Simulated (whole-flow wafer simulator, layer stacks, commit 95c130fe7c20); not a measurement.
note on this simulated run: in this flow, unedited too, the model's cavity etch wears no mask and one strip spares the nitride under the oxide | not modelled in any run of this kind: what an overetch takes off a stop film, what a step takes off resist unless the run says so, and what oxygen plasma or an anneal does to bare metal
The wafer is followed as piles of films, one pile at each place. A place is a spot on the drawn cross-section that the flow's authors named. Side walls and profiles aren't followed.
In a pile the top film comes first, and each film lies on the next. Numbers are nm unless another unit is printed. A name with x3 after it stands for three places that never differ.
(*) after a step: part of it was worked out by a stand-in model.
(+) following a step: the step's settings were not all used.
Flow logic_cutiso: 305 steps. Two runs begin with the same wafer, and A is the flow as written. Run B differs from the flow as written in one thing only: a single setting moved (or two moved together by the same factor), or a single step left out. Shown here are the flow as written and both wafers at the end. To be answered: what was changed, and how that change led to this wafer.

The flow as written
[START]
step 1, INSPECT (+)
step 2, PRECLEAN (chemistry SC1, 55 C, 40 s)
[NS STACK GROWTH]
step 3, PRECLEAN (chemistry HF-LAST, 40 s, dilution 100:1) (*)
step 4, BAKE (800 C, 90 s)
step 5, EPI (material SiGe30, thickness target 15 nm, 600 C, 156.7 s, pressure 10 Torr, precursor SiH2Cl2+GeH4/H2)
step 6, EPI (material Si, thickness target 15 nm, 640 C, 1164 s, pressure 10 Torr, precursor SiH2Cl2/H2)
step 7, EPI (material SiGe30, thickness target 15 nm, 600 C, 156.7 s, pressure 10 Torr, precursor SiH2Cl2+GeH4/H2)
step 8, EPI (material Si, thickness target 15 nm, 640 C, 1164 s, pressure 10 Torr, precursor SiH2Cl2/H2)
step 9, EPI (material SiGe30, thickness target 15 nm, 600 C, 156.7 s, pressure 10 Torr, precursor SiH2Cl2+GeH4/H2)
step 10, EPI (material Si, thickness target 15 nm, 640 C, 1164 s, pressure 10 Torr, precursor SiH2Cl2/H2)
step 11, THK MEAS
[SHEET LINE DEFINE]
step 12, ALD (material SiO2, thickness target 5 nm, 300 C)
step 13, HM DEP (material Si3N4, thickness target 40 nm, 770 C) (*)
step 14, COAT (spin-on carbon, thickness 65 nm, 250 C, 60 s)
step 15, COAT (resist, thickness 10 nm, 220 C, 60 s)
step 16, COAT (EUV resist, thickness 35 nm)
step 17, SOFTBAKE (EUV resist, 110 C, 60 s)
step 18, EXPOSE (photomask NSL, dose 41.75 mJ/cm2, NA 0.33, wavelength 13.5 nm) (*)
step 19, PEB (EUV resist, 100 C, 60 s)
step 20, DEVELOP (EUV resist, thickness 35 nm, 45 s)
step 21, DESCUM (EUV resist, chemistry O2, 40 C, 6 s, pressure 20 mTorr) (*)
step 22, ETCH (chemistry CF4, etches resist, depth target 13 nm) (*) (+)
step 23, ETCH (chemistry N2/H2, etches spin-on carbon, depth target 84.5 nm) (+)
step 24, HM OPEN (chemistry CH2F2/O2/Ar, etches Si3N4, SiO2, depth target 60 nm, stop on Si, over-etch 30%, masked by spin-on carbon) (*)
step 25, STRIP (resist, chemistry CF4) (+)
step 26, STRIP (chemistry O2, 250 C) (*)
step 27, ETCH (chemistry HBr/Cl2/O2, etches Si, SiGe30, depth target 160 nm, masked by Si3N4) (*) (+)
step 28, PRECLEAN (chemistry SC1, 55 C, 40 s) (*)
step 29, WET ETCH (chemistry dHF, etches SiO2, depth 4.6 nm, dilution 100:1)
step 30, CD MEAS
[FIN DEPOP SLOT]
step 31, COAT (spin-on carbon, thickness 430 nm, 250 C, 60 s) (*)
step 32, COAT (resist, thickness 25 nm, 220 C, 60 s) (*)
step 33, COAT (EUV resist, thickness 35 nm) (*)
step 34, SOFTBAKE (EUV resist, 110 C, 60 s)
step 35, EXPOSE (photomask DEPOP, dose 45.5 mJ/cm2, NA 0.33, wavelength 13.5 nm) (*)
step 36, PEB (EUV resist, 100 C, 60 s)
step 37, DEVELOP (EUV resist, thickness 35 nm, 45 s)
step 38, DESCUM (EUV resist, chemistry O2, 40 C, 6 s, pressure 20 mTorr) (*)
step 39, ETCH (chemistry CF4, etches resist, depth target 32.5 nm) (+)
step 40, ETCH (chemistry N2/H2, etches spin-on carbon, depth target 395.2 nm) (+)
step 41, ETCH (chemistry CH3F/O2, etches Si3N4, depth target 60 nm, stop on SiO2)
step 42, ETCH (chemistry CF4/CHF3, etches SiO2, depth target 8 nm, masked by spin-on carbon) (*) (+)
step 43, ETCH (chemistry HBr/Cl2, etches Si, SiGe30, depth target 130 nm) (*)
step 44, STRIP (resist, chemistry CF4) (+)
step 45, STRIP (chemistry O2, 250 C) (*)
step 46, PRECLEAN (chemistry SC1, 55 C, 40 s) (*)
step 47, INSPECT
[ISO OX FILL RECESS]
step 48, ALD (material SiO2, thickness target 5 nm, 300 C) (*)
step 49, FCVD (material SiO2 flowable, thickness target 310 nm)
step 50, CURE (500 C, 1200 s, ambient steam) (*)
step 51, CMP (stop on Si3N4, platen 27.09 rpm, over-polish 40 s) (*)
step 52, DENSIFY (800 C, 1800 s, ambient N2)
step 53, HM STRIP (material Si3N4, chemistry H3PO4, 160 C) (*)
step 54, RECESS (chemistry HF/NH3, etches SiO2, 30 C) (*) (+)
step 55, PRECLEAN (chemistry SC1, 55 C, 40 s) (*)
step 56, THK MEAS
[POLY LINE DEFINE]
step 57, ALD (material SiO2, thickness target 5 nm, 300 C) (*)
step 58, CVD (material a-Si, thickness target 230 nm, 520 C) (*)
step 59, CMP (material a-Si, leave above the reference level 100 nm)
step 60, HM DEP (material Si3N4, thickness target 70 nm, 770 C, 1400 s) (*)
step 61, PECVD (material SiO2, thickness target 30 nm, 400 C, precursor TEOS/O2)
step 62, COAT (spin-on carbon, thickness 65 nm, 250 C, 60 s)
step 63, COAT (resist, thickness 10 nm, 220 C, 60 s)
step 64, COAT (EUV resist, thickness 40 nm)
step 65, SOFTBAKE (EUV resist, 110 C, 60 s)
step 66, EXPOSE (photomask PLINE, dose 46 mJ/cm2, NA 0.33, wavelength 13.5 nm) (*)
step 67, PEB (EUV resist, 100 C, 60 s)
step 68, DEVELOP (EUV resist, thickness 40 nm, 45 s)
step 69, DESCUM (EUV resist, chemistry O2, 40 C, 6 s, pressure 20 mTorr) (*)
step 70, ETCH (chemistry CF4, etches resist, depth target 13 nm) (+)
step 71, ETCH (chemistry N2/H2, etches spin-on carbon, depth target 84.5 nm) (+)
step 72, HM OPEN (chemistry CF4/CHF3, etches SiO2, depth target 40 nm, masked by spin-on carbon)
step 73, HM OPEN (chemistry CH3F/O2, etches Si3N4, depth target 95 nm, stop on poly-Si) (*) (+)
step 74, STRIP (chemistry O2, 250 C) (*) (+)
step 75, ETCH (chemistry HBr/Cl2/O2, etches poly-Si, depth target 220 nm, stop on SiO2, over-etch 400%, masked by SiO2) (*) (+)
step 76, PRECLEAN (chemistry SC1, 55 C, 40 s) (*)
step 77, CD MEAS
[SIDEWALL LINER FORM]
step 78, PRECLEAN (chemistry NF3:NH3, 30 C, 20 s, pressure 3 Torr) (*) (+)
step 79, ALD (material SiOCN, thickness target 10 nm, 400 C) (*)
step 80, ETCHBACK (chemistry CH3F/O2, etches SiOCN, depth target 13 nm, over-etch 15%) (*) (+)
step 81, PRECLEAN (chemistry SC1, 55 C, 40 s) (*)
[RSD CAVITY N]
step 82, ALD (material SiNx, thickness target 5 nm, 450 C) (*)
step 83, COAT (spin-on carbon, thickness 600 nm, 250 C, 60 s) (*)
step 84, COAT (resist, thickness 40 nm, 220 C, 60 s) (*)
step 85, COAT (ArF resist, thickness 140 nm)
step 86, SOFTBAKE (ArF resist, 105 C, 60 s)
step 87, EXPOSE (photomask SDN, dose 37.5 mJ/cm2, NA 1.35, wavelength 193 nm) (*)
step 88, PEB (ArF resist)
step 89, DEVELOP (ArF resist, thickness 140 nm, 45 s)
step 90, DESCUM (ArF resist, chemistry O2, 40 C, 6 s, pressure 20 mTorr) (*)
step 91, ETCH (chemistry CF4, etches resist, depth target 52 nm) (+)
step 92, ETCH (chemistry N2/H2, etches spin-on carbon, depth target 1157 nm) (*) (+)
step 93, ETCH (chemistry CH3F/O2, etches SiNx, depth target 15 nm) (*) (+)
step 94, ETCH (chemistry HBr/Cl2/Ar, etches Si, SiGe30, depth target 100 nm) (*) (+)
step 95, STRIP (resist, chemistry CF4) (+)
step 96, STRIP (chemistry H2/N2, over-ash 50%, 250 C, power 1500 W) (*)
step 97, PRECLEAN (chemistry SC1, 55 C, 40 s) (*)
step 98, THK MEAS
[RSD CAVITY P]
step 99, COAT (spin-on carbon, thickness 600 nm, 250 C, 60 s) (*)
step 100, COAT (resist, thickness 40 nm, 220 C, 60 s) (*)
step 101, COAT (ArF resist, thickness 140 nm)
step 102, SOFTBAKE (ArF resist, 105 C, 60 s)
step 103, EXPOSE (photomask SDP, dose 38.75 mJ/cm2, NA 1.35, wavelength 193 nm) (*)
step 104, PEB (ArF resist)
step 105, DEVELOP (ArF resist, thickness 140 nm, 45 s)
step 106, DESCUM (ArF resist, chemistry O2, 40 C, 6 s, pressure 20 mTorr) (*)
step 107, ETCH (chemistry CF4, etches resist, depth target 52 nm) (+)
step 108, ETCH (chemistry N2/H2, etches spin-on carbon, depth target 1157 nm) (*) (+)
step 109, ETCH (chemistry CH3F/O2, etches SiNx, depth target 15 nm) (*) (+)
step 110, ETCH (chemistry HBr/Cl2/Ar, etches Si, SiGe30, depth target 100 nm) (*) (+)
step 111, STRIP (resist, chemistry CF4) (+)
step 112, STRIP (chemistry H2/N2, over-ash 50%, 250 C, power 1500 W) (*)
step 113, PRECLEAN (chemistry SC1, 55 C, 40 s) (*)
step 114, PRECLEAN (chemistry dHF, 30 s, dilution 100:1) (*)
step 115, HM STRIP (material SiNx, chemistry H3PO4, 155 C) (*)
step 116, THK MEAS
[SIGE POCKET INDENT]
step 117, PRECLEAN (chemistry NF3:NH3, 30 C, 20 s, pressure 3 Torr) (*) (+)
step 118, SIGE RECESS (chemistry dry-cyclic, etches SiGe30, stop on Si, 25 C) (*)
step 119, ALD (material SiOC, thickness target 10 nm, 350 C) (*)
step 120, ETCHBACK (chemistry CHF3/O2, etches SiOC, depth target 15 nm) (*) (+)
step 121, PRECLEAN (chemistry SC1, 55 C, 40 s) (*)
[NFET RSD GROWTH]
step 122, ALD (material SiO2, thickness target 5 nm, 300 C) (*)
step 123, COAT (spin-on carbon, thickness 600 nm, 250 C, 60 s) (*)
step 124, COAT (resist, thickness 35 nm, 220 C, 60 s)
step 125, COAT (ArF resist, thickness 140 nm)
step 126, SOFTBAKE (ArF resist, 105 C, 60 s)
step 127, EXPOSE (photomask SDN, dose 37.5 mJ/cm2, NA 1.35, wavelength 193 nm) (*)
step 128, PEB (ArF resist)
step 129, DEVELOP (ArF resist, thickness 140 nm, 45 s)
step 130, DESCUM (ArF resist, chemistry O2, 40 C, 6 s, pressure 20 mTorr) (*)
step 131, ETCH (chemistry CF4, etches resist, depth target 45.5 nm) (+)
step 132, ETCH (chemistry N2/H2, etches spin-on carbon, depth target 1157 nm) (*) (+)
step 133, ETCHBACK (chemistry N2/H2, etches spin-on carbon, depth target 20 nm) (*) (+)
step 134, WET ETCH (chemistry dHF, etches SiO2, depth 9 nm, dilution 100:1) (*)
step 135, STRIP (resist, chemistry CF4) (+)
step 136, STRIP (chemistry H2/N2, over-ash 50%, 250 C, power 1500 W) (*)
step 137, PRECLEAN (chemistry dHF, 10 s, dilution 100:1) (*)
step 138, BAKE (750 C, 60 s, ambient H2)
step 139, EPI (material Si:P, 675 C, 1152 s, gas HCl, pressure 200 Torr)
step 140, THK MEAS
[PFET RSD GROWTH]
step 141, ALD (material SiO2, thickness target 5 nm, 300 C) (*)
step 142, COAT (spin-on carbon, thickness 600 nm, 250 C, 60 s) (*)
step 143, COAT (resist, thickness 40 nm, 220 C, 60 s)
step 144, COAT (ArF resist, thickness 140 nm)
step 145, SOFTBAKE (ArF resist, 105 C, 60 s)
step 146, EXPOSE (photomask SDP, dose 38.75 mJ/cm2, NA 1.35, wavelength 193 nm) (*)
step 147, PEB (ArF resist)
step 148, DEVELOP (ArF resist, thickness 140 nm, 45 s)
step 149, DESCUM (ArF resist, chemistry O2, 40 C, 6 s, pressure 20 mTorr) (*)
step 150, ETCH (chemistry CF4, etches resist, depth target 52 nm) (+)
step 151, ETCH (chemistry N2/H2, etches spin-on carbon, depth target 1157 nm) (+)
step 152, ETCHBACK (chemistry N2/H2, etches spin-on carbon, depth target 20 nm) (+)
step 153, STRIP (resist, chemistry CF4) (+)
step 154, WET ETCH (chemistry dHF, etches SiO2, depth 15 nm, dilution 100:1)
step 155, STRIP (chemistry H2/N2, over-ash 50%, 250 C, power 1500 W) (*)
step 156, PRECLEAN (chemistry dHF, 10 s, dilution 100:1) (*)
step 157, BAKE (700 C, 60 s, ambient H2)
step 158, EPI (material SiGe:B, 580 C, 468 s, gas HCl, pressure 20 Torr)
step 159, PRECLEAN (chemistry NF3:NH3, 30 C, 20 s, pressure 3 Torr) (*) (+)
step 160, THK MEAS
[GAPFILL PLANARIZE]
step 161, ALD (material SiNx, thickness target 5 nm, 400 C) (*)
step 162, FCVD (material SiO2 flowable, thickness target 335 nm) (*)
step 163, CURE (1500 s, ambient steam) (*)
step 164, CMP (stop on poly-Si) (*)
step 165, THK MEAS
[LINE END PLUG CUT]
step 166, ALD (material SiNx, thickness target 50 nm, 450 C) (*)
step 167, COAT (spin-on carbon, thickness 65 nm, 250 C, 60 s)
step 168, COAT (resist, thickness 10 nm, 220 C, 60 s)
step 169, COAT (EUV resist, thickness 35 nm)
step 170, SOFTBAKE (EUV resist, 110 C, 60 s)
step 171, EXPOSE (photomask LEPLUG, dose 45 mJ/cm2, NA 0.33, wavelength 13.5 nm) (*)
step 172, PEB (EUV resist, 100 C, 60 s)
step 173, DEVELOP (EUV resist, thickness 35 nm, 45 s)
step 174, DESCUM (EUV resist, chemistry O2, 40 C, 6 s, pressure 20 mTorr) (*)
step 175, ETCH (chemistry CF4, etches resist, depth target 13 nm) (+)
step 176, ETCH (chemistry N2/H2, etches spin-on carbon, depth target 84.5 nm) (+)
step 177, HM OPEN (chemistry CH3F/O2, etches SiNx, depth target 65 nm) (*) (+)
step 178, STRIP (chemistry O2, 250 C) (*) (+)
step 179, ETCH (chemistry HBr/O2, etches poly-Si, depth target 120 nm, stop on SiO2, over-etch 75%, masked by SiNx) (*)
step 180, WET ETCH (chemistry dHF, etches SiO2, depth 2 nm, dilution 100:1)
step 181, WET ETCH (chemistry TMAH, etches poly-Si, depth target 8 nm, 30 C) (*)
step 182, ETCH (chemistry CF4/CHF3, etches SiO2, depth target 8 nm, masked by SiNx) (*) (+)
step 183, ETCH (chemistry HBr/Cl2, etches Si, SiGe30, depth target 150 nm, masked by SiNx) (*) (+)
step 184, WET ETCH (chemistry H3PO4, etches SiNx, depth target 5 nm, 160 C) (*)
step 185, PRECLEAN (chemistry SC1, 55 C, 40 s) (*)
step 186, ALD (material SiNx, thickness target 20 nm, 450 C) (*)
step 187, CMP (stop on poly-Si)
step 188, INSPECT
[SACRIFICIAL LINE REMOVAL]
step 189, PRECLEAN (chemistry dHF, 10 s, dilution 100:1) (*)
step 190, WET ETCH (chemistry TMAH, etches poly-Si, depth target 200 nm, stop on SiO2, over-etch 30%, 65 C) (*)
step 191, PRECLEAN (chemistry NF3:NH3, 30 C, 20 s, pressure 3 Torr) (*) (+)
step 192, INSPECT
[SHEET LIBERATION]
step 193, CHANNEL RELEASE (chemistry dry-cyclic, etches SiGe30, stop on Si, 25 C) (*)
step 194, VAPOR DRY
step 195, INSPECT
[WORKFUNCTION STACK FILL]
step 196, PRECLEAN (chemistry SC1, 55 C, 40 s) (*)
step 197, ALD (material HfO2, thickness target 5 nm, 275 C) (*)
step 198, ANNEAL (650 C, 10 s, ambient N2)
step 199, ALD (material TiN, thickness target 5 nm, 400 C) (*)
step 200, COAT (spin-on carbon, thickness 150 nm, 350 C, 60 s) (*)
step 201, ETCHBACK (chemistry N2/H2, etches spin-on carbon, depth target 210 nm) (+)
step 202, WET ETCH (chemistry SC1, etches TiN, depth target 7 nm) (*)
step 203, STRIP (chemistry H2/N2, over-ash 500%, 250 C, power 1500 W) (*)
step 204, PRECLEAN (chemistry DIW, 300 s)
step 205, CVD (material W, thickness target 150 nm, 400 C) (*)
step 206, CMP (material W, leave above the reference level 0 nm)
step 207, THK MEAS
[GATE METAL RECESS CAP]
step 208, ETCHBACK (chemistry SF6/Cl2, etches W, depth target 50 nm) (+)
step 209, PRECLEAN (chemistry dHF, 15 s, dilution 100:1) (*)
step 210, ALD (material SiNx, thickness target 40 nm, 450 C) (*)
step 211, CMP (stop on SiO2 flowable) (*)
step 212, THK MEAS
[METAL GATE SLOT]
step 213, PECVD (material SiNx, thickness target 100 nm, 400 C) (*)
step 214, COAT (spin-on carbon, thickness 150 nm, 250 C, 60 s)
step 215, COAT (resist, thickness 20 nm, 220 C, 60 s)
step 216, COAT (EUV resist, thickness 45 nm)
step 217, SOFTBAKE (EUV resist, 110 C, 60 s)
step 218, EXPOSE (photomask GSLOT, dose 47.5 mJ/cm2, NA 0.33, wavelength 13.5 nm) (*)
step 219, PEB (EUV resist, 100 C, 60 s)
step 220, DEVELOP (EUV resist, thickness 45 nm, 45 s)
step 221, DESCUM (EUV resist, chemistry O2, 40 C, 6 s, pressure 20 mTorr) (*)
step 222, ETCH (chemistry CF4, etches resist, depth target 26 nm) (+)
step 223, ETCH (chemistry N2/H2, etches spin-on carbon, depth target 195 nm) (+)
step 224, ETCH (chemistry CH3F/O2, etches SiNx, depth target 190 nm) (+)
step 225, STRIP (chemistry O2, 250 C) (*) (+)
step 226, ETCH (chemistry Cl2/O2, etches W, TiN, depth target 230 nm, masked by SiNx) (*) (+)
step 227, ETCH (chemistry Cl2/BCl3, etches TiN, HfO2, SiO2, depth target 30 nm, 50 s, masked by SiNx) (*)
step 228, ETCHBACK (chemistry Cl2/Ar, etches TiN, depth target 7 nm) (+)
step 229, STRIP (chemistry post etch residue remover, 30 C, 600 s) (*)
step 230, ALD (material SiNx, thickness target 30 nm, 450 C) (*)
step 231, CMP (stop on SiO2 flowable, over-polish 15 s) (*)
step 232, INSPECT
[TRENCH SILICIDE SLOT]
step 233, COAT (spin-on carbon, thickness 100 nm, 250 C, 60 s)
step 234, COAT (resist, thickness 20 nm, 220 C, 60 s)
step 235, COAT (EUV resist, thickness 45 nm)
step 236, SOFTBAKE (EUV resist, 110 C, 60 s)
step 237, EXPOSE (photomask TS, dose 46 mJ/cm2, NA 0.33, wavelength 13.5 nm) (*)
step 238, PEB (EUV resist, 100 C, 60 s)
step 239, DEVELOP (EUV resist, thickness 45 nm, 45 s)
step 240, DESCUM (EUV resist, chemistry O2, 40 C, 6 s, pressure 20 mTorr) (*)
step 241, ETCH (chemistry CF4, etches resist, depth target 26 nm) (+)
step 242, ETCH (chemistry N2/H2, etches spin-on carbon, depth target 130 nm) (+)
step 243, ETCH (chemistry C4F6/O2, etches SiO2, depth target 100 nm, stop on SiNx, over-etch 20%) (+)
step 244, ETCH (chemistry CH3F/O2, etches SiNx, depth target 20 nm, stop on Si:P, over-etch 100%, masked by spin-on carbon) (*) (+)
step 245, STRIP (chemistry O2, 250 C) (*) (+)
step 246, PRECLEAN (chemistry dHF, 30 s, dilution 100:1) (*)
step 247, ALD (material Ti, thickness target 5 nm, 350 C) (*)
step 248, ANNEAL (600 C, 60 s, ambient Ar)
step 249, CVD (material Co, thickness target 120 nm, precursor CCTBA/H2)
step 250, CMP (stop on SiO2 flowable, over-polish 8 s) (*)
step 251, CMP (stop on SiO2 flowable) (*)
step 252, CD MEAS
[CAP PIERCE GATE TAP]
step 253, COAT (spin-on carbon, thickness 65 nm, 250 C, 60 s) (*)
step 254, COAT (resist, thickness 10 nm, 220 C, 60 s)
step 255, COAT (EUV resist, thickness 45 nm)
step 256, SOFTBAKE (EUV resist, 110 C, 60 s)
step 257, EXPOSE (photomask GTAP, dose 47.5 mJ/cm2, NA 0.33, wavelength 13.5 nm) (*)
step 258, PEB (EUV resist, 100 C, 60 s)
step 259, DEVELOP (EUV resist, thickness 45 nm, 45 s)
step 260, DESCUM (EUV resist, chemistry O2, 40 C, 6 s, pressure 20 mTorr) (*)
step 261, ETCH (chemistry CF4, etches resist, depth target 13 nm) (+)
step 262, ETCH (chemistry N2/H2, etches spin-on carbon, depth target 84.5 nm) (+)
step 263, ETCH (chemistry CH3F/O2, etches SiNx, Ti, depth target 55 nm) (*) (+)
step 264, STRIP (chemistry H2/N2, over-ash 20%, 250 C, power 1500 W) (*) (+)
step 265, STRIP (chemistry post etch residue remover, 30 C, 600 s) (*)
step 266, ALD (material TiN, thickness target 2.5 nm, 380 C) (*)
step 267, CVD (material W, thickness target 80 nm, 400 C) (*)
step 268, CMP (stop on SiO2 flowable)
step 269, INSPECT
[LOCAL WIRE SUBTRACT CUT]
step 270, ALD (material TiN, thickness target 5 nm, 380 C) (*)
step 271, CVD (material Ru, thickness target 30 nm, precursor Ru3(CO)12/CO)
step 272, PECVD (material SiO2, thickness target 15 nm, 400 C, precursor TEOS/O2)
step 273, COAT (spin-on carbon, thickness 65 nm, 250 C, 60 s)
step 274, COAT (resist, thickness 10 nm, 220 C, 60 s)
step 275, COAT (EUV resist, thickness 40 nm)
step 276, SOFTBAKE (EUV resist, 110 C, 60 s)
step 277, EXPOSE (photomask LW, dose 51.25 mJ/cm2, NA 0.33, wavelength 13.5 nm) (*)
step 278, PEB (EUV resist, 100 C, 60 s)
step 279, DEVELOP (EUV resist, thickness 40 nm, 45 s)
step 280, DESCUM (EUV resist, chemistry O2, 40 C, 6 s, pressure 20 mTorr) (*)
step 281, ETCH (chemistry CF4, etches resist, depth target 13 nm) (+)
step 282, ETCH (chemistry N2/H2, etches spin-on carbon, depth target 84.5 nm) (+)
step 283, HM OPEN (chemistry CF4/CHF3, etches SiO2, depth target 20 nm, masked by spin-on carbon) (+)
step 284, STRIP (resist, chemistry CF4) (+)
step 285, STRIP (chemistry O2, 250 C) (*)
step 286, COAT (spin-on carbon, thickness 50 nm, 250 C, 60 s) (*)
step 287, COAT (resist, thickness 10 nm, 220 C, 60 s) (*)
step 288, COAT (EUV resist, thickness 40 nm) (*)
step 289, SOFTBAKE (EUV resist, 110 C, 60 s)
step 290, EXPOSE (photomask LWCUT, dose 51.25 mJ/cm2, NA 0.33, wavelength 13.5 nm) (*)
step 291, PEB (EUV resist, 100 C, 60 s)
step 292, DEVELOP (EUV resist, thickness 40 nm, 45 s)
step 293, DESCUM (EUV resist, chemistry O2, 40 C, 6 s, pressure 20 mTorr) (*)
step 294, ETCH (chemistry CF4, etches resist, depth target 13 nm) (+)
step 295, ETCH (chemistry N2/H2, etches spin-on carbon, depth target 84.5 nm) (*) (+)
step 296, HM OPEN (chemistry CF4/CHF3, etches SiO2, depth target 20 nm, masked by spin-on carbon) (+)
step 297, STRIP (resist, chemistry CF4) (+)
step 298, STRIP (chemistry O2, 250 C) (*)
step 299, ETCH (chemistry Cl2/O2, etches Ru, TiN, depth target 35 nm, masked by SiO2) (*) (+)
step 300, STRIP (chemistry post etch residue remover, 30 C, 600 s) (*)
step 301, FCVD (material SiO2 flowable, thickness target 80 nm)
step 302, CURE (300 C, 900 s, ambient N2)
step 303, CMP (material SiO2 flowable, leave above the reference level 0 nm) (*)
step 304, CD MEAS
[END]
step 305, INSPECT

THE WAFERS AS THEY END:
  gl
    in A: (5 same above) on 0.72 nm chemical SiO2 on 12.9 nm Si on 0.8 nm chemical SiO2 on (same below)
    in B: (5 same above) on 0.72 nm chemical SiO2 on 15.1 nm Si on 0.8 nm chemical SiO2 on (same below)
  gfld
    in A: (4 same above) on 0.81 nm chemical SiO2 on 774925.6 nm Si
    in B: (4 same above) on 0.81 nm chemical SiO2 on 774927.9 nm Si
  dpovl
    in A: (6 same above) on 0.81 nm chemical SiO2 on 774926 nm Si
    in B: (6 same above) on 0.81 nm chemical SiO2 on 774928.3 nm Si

Cause: step 10, EPI: 1339 s was run, though the flow has 1164 s.

How this came from the change, step by step:
  step 10, EPI (material Si, thickness target 15 nm, 640 C, 1164 s, pressure 10 Torr, precursor SiH2Cl2/H2)
      depop, dpovl, gfld and 19 more: A +15 Si (new film) | B +17.3 Si (new film)
  step 27, ETCH (chemistry HBr/Cl2/O2, etches Si, SiGe30, depth target 160 nm, masked by Si3N4) (*) (+)
      gfld, gxf, iso, lnri: A -0.79 chemical SiO2 (all of it), -11.4 Si (all of it), -15 SiGe30 (all of it), -15 Si (all of it), -15 SiGe30 (all of it), -15 Si (all of it), -15 SiGe30 (all of it), -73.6 Si | B -0.79 chemical SiO2 (all of it), -13.6 Si (all of it), -15 SiGe30 (all of it), -15 Si (all of it), -15 SiGe30 (all of it), -15 Si (all of it), -15 SiGe30 (all of it), -71.4 Si
      dpovl, nsgap: A -0.79 chemical SiO2 (all of it), -11.8 Si (all of it), -15 SiGe30 (all of it), -15 Si (all of it), -15 SiGe30 (all of it), -15 Si (all of it), -15 SiGe30 (all of it), -73.2 Si | B -0.79 chemical SiO2 (all of it), -14 Si (all of it), -15 SiGe30 (all of it), -15 Si (all of it), -15 SiGe30 (all of it), -15 Si (all of it), -15 SiGe30 (all of it), -71 Si
      (and at 1 other place as well)
  step 43, ETCH (chemistry HBr/Cl2, etches Si, SiGe30, depth target 130 nm) (*)
      depop: A -14 Si (all of it), -15 SiGe30 (all of it), -15 Si (all of it), -15 SiGe30 (all of it), -15 Si (all of it), -15 SiGe30 (all of it), -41 Si | B -16.3 Si (all of it), -15 SiGe30 (all of it), -15 Si (all of it), -15 SiGe30 (all of it), -15 Si (all of it), -15 SiGe30 (all of it), -38.7 Si
  step 94, ETCH (chemistry HBr/Cl2/Ar, etches Si, SiGe30, depth target 100 nm) (*) (+)
      rsdn, rsdx: A -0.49 chemical SiO2 (all of it), -12.8 Si (all of it), -15 SiGe30 (all of it), -15 Si (all of it), -15 SiGe30 (all of it), -15 Si (all of it), -15 SiGe30 (all of it), -12.2 Si | B -0.49 chemical SiO2 (all of it), -15.1 Si (all of it), -15 SiGe30 (all of it), -15 Si (all of it), -15 SiGe30 (all of it), -15 Si (all of it), -15 SiGe30 (all of it), -9.91 Si
  step 110, ETCH (chemistry HBr/Cl2/Ar, etches Si, SiGe30, depth target 100 nm) (*) (+)
      rsdp, rsdw: A -0.49 chemical SiO2 (all of it), -12.8 Si (all of it), -15 SiGe30 (all of it), -15 Si (all of it), -15 SiGe30 (all of it), -15 Si (all of it), -15 SiGe30 (all of it), -12.2 Si | B -0.49 chemical SiO2 (all of it), -15.1 Si (all of it), -15 SiGe30 (all of it), -15 Si (all of it), -15 SiGe30 (all of it), -15 Si (all of it), -15 SiGe30 (all of it), -9.91 Si
  step 183, ETCH (chemistry HBr/Cl2, etches Si, SiGe30, depth target 150 nm, masked by SiNx) (*) (+)
      plug: A -13.6 Si (all of it), -15 SiGe30 (all of it), -15 Si (all of it), -15 SiGe30 (all of it), -15 Si (all of it), -15 SiGe30 (all of it), -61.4 Si | B -15.8 Si (all of it), -15 SiGe30 (all of it), -15 Si (all of it), -15 SiGe30 (all of it), -15 Si (all of it), -15 SiGe30 (all of it), -59.2 Si
